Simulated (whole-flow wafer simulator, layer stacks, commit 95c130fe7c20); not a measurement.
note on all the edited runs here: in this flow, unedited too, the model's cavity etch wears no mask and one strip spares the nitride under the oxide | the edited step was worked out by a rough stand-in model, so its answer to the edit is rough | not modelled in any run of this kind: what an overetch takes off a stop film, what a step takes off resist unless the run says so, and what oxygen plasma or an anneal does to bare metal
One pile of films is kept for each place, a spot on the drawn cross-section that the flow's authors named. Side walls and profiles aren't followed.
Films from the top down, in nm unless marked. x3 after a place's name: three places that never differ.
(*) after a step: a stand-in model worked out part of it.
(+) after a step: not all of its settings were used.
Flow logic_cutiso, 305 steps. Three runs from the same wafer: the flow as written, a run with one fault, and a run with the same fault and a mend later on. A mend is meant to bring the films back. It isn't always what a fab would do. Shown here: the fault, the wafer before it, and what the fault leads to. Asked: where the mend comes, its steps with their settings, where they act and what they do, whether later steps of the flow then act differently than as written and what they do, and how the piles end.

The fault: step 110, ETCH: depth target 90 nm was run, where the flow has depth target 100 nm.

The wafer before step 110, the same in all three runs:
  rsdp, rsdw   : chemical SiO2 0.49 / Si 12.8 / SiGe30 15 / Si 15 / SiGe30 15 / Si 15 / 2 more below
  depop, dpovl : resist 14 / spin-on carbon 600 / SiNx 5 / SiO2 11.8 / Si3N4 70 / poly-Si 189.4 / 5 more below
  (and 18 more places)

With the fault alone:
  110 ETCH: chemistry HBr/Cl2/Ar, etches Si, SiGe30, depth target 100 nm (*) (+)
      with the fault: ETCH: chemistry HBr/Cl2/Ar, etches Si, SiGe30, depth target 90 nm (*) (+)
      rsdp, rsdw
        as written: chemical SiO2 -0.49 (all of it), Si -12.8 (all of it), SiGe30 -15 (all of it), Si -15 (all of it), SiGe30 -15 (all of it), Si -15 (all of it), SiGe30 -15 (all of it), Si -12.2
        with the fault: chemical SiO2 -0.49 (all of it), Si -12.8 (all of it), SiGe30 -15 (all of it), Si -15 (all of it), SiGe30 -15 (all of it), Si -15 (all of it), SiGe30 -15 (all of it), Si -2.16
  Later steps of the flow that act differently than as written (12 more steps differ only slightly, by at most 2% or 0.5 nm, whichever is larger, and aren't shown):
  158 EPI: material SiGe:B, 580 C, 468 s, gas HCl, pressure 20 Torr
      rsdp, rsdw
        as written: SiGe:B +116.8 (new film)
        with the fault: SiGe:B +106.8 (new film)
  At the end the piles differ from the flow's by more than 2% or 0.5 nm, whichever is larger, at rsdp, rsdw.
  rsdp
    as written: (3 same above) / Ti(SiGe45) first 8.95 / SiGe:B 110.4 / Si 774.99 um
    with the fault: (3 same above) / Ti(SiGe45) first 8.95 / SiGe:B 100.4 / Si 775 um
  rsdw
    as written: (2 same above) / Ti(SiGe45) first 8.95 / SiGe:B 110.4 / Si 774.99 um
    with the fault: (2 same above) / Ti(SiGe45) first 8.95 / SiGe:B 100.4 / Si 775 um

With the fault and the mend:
  The mend comes after step 110.
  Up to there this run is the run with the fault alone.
  110a ETCH: chemistry HBr/Cl2/Ar, etches Si, SiGe30, depth target 10 nm (*) (+) (the flow's step 110 once more, with other settings)
      rsdp, rsdw
        Si -10
  No later step of the flow acts differently than as written at any place that is followed.
  At the end the piles are the same as the flow's at every place that both follow.
